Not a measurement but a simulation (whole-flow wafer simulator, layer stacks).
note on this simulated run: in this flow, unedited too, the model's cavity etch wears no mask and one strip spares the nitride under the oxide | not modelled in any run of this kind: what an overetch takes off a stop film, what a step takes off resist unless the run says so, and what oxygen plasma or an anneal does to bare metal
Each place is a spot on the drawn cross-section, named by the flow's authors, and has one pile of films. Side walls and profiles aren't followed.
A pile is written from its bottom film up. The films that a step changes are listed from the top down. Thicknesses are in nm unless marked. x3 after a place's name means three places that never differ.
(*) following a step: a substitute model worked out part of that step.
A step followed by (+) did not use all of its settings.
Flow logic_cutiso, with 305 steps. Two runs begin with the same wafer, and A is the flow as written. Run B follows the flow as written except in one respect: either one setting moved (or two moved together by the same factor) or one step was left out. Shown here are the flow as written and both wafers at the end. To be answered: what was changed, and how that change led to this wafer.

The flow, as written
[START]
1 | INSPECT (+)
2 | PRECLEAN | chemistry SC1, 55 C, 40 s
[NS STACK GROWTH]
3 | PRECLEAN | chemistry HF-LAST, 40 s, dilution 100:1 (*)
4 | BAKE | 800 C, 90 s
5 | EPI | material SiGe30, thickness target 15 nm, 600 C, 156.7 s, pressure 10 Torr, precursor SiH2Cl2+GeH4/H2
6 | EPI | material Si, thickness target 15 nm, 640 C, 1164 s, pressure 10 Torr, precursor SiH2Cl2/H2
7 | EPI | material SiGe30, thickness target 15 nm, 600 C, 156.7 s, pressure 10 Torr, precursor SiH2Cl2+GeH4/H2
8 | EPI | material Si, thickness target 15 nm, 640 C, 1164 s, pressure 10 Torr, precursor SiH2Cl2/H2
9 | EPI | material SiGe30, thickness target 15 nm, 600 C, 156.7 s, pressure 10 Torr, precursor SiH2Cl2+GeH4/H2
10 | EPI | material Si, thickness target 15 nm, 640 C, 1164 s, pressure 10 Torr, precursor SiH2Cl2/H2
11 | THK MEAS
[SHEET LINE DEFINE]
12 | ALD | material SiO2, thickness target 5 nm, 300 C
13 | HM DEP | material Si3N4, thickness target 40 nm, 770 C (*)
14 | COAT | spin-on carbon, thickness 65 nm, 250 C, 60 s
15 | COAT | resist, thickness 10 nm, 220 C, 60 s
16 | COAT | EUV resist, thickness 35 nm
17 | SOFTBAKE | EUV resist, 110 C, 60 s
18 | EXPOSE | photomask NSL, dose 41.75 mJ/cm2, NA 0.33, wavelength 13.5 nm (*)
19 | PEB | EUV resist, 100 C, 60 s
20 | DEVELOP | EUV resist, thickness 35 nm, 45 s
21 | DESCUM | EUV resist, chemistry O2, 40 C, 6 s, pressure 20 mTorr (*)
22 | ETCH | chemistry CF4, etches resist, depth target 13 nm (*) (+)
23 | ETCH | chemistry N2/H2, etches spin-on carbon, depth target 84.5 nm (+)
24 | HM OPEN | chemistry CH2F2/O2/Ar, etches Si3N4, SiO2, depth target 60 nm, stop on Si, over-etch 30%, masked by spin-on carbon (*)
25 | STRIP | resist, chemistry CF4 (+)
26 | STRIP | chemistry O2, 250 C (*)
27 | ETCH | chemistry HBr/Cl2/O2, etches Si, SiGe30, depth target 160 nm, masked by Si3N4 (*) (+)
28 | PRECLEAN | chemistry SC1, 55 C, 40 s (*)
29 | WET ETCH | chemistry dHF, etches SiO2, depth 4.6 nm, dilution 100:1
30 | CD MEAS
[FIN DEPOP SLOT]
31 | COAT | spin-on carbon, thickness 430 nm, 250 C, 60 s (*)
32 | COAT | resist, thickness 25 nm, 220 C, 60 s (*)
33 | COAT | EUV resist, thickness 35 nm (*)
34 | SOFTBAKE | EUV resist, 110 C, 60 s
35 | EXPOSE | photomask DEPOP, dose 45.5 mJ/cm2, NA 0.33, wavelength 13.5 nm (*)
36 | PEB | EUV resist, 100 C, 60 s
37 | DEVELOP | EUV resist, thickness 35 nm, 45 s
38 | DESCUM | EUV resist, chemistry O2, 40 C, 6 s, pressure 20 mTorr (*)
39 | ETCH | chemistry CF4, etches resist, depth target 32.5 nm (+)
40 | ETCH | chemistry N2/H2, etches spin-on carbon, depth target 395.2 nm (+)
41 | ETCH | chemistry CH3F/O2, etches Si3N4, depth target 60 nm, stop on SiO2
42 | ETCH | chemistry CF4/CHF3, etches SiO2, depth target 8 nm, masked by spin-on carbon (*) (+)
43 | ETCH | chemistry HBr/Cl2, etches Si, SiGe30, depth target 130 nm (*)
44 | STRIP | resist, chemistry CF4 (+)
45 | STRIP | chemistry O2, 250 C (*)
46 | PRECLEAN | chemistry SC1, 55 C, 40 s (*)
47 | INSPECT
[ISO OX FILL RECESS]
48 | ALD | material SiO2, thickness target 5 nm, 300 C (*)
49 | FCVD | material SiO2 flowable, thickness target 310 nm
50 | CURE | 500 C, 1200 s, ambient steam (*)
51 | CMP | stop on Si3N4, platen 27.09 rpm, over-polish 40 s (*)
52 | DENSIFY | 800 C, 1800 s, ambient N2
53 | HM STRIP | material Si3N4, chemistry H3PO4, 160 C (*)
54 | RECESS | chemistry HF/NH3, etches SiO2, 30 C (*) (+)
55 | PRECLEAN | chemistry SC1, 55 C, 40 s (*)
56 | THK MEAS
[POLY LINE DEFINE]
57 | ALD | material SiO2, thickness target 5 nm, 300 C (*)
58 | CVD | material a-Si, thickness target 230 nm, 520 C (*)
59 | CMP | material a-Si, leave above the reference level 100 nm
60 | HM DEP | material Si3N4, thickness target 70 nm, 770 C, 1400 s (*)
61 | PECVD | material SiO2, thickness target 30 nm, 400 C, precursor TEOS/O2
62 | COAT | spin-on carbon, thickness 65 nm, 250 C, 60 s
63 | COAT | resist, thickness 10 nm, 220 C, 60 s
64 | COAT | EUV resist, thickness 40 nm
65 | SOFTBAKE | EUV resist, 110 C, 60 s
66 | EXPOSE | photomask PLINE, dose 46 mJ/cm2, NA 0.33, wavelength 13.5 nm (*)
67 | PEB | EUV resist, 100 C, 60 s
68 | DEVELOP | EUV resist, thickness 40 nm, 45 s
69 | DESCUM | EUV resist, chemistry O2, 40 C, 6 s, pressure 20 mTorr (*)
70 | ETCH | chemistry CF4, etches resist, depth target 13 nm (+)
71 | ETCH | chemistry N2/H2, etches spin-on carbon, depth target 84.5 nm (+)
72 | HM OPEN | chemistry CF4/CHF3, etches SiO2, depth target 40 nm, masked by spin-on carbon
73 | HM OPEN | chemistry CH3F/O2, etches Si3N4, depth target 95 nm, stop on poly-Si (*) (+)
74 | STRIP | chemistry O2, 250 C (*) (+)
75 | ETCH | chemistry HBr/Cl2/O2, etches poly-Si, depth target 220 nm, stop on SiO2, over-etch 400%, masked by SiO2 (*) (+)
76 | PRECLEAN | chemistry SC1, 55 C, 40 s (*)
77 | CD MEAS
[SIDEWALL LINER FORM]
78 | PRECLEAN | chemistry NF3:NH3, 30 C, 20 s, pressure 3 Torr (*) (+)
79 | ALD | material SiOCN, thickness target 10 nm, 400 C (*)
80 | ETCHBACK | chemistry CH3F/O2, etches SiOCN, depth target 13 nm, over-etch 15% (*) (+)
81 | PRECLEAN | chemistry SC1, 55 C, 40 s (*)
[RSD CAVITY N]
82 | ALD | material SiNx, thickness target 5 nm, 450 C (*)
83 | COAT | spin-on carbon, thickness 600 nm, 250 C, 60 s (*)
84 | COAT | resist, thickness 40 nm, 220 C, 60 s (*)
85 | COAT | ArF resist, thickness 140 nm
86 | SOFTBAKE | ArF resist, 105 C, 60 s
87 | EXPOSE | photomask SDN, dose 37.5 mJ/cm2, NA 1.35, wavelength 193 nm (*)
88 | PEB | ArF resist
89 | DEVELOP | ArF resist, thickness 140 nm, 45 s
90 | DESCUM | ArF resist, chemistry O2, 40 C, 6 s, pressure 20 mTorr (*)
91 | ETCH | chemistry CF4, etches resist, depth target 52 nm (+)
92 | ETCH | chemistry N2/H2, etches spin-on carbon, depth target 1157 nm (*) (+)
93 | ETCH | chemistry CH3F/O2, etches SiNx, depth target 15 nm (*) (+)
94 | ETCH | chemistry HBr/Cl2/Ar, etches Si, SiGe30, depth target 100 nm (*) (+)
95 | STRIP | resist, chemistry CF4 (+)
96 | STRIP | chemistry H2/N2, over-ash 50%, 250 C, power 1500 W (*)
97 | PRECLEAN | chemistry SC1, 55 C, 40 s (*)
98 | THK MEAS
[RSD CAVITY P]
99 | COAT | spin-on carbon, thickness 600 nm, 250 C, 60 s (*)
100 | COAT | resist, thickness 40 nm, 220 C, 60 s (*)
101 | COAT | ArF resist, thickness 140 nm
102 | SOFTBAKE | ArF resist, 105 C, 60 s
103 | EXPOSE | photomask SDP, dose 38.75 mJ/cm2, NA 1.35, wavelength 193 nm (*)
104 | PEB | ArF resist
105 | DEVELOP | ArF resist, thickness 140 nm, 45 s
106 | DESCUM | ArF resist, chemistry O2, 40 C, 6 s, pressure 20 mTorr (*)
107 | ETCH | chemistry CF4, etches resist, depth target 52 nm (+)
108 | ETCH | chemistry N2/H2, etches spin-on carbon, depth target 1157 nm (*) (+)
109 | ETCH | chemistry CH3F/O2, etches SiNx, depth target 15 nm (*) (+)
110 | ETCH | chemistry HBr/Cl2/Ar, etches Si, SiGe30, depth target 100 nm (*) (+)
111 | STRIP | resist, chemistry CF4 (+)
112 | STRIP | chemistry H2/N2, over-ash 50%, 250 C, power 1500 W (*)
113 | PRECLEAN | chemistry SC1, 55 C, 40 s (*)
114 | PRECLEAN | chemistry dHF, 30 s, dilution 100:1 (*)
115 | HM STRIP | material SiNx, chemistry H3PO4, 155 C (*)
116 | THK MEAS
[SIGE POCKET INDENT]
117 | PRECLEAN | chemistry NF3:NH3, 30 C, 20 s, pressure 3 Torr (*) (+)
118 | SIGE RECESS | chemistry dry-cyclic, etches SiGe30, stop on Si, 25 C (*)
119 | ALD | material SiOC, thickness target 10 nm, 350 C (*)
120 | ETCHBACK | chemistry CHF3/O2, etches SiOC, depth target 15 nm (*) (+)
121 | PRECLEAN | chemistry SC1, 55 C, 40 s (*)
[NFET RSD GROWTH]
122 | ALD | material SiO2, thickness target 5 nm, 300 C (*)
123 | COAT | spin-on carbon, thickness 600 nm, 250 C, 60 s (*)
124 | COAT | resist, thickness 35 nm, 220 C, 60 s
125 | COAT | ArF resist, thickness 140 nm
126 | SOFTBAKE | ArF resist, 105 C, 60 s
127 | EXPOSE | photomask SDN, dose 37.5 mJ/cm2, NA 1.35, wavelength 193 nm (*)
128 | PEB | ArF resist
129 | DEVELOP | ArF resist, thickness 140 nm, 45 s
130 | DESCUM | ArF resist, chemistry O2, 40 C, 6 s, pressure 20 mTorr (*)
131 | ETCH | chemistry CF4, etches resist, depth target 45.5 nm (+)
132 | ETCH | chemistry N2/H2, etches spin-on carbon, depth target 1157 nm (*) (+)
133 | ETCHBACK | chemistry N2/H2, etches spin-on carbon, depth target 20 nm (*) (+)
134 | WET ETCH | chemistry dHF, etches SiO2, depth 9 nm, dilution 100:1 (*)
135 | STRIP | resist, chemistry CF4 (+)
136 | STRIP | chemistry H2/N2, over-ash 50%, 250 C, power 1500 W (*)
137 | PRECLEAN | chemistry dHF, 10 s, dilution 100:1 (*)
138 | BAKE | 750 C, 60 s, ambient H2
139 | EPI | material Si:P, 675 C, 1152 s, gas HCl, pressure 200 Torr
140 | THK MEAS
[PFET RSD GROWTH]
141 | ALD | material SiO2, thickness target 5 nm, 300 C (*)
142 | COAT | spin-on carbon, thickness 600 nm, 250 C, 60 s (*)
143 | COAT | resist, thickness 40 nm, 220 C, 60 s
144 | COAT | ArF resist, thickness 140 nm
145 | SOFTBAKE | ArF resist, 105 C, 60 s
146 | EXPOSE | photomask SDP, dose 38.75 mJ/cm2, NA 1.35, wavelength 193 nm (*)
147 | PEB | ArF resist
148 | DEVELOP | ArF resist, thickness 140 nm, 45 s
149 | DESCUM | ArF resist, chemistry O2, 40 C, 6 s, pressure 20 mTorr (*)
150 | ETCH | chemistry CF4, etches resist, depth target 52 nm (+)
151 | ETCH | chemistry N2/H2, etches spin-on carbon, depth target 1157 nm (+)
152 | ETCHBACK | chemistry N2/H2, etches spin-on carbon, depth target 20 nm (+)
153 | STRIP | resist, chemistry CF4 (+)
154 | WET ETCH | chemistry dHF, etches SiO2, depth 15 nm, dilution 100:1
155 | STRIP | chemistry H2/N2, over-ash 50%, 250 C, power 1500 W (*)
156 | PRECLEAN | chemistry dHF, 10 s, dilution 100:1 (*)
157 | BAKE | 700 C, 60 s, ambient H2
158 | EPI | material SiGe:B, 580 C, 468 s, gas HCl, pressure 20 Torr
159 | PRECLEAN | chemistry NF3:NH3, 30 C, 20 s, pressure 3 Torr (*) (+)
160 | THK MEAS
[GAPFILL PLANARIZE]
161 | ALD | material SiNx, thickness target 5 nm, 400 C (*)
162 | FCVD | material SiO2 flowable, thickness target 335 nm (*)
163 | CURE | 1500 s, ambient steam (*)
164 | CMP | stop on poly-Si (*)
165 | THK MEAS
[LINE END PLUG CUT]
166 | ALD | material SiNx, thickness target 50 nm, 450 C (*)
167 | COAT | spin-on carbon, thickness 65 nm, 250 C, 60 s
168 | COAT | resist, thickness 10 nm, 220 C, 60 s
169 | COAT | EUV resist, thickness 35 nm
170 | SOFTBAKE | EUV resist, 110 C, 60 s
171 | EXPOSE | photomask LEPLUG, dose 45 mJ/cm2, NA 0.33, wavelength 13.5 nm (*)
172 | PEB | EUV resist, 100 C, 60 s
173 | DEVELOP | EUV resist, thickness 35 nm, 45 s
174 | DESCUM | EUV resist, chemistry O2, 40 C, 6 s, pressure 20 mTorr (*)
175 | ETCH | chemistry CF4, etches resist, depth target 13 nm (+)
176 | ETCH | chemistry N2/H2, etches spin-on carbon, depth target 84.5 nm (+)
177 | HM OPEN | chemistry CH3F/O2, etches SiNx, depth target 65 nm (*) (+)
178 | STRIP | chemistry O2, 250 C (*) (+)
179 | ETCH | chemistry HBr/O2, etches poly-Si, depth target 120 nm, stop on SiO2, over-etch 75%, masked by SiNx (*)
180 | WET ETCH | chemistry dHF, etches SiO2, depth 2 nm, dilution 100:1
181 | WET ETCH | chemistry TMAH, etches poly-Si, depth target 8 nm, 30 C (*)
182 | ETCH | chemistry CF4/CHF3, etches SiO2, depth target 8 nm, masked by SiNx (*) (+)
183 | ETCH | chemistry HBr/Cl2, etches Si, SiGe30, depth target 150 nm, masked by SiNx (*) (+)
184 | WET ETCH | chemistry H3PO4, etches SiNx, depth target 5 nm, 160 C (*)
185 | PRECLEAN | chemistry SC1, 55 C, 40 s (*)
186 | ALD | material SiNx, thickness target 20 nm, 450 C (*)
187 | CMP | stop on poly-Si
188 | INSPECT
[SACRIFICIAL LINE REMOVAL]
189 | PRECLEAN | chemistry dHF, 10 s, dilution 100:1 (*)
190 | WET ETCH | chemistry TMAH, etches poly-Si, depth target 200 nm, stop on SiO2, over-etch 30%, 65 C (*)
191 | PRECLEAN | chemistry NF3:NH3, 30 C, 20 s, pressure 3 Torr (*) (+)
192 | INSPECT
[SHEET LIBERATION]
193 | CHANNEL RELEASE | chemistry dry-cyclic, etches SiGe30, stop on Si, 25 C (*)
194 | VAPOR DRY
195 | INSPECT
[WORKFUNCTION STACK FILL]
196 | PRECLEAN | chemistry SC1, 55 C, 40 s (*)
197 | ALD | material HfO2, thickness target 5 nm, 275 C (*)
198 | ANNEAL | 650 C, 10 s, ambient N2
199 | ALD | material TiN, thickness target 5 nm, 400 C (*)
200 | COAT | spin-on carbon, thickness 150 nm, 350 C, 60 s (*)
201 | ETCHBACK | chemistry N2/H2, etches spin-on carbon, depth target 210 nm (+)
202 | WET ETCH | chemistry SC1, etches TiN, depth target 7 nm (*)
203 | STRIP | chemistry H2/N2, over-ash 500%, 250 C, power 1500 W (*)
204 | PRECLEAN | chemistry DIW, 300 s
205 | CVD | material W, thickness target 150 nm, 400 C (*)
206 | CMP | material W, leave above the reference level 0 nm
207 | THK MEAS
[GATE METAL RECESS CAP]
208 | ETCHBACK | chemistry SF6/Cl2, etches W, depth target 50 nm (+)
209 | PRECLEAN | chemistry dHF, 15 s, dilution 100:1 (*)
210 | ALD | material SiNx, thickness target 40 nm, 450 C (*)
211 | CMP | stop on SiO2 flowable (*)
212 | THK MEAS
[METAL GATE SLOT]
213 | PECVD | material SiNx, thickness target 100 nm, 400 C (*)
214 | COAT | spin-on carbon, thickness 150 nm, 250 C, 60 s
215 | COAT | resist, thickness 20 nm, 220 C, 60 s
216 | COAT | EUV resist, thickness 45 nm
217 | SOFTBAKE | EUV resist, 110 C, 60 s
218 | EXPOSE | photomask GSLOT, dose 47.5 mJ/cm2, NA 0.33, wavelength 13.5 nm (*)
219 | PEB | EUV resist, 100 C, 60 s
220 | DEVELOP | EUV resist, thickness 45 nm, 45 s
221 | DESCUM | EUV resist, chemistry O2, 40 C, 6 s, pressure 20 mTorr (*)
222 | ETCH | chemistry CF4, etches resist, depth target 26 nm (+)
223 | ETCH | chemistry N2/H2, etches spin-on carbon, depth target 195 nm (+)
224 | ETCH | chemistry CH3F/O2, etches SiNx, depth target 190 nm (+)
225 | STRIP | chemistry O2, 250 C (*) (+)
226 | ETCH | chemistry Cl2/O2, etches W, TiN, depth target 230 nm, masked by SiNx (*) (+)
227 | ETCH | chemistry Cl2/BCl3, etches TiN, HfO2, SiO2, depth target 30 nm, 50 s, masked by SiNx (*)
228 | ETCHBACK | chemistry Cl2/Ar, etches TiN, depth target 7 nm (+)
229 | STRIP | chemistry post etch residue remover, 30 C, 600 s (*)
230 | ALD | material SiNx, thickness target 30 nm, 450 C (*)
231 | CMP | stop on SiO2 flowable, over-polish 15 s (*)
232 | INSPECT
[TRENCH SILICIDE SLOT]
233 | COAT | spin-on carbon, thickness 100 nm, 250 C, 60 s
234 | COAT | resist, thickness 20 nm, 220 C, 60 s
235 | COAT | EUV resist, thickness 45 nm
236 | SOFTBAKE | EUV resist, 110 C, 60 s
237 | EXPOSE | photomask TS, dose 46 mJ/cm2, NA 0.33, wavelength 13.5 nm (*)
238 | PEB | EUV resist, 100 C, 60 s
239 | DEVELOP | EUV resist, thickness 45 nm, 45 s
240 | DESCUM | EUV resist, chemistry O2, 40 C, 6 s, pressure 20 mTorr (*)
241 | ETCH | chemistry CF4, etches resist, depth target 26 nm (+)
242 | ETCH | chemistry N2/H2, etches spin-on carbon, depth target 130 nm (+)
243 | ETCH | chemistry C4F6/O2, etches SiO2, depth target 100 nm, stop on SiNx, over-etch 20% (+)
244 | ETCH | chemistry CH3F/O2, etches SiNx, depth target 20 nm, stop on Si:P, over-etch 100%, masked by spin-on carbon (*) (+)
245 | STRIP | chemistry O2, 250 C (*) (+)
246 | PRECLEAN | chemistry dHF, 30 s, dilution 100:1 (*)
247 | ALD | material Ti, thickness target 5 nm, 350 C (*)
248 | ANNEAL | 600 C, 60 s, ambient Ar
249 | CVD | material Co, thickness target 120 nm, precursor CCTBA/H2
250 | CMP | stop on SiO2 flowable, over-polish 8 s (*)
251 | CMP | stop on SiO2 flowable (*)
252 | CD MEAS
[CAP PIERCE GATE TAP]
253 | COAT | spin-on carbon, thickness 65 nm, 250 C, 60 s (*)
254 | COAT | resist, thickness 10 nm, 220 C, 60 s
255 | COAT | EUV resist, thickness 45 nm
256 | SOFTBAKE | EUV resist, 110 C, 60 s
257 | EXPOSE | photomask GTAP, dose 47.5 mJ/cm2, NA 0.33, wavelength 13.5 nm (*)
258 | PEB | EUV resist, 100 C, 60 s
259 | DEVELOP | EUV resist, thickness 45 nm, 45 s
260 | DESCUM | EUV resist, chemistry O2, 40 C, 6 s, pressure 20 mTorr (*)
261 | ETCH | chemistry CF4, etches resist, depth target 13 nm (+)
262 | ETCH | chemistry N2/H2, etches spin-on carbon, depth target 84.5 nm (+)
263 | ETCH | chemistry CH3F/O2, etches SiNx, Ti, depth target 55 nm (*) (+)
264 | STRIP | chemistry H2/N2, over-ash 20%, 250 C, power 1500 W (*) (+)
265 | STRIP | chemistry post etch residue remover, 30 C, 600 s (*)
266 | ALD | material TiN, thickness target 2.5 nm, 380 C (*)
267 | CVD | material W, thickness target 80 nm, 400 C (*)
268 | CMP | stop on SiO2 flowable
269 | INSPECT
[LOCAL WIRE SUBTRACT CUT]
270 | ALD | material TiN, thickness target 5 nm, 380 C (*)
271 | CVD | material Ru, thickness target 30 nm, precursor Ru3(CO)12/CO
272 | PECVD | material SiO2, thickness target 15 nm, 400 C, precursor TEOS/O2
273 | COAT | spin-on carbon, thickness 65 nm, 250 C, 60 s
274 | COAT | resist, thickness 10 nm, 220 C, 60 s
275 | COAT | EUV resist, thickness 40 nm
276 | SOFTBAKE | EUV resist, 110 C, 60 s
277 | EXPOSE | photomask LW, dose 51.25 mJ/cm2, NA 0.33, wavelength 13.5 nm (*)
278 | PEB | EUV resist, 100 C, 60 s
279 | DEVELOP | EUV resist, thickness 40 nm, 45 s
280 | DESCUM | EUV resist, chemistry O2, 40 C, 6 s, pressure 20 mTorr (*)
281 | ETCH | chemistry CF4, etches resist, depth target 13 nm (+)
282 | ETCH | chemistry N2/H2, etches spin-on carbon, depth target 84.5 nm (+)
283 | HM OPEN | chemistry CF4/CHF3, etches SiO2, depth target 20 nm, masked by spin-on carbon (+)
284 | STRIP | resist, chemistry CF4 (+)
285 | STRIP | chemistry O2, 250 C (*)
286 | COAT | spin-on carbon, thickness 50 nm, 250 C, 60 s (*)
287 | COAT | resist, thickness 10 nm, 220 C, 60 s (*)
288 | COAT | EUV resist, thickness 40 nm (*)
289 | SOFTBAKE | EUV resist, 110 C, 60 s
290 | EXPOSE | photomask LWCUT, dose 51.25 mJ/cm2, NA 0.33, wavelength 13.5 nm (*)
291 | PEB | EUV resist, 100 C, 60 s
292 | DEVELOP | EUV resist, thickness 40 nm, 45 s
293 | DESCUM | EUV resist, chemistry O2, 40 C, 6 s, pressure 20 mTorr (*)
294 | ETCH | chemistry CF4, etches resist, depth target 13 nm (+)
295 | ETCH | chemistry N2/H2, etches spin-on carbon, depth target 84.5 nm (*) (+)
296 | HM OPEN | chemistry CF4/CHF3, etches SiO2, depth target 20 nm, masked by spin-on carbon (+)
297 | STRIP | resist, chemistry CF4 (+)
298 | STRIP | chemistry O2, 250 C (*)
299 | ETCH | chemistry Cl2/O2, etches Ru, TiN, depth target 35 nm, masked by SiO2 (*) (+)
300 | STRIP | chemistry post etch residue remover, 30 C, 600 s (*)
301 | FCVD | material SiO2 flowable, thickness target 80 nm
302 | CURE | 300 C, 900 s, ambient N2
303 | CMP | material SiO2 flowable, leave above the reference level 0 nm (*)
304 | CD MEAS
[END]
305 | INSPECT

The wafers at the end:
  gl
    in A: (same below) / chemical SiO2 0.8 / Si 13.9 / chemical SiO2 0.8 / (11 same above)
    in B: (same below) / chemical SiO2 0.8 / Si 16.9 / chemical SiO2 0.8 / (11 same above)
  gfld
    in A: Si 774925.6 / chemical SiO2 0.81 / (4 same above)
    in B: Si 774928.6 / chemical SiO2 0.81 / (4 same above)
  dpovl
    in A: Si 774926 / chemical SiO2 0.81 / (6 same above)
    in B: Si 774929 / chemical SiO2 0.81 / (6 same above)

The reason: step 8, EPI: 1397 s was run, while the flow as written has 1164 s.

How this came from the change, step by step:
  8 | EPI | material Si, thickness target 15 nm, 640 C, 1164 s, pressure 10 Torr, precursor SiH2Cl2/H2
      depop, dpovl, gfld and 19 more: A +15 Si (new film) | B +18 Si (new film)
  27 | ETCH | chemistry HBr/Cl2/O2, etches Si, SiGe30, depth target 160 nm, masked by Si3N4 (*) (+)
      gfld, gxf, iso, lnri: A -0.79 chemical SiO2 (all of it), -11.4 Si (all of it), -15 SiGe30 (all of it), -15 Si (all of it), -15 SiGe30 (all of it), -15 Si (all of it), -15 SiGe30 (all of it), -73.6 Si | B -0.79 chemical SiO2 (all of it), -11.4 Si (all of it), -15 SiGe30 (all of it), -18 Si (all of it), -15 SiGe30 (all of it), -15 Si (all of it), -15 SiGe30 (all of it), -70.6 Si
      dpovl, nsgap: A -0.79 chemical SiO2 (all of it), -11.8 Si (all of it), -15 SiGe30 (all of it), -15 Si (all of it), -15 SiGe30 (all of it), -15 Si (all of it), -15 SiGe30 (all of it), -73.2 Si | B -0.79 chemical SiO2 (all of it), -11.8 Si (all of it), -15 SiGe30 (all of it), -18 Si (all of it), -15 SiGe30 (all of it), -15 Si (all of it), -15 SiGe30 (all of it), -70.2 Si
      (as well as at 1 more place)
  43 | ETCH | chemistry HBr/Cl2, etches Si, SiGe30, depth target 130 nm (*)
      depop: A -14 Si (all of it), -15 SiGe30 (all of it), -15 Si (all of it), -15 SiGe30 (all of it), -15 Si (all of it), -15 SiGe30 (all of it), -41 Si | B -14 Si (all of it), -15 SiGe30 (all of it), -18 Si (all of it), -15 SiGe30 (all of it), -15 Si (all of it), -15 SiGe30 (all of it), -38 Si
  94 | ETCH | chemistry HBr/Cl2/Ar, etches Si, SiGe30, depth target 100 nm (*) (+)
      rsdn, rsdx: A -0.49 chemical SiO2 (all of it), -12.8 Si (all of it), -15 SiGe30 (all of it), -15 Si (all of it), -15 SiGe30 (all of it), -15 Si (all of it), -15 SiGe30 (all of it), -12.2 Si | B -0.49 chemical SiO2 (all of it), -12.8 Si (all of it), -15 SiGe30 (all of it), -18 Si (all of it), -15 SiGe30 (all of it), -15 Si (all of it), -15 SiGe30 (all of it), -9.16 Si
  110 | ETCH | chemistry HBr/Cl2/Ar, etches Si, SiGe30, depth target 100 nm (*) (+)
      rsdp, rsdw: A -0.49 chemical SiO2 (all of it), -12.8 Si (all of it), -15 SiGe30 (all of it), -15 Si (all of it), -15 SiGe30 (all of it), -15 Si (all of it), -15 SiGe30 (all of it), -12.2 Si | B -0.49 chemical SiO2 (all of it), -12.8 Si (all of it), -15 SiGe30 (all of it), -18 Si (all of it), -15 SiGe30 (all of it), -15 Si (all of it), -15 SiGe30 (all of it), -9.16 Si
  183 | ETCH | chemistry HBr/Cl2, etches Si, SiGe30, depth target 150 nm, masked by SiNx (*) (+)
      plug: A -13.6 Si (all of it), -15 SiGe30 (all of it), -15 Si (all of it), -15 SiGe30 (all of it), -15 Si (all of it), -15 SiGe30 (all of it), -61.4 Si | B -13.6 Si (all of it), -15 SiGe30 (all of it), -18 Si (all of it), -15 SiGe30 (all of it), -15 Si (all of it), -15 SiGe30 (all of it), -58.4 Si
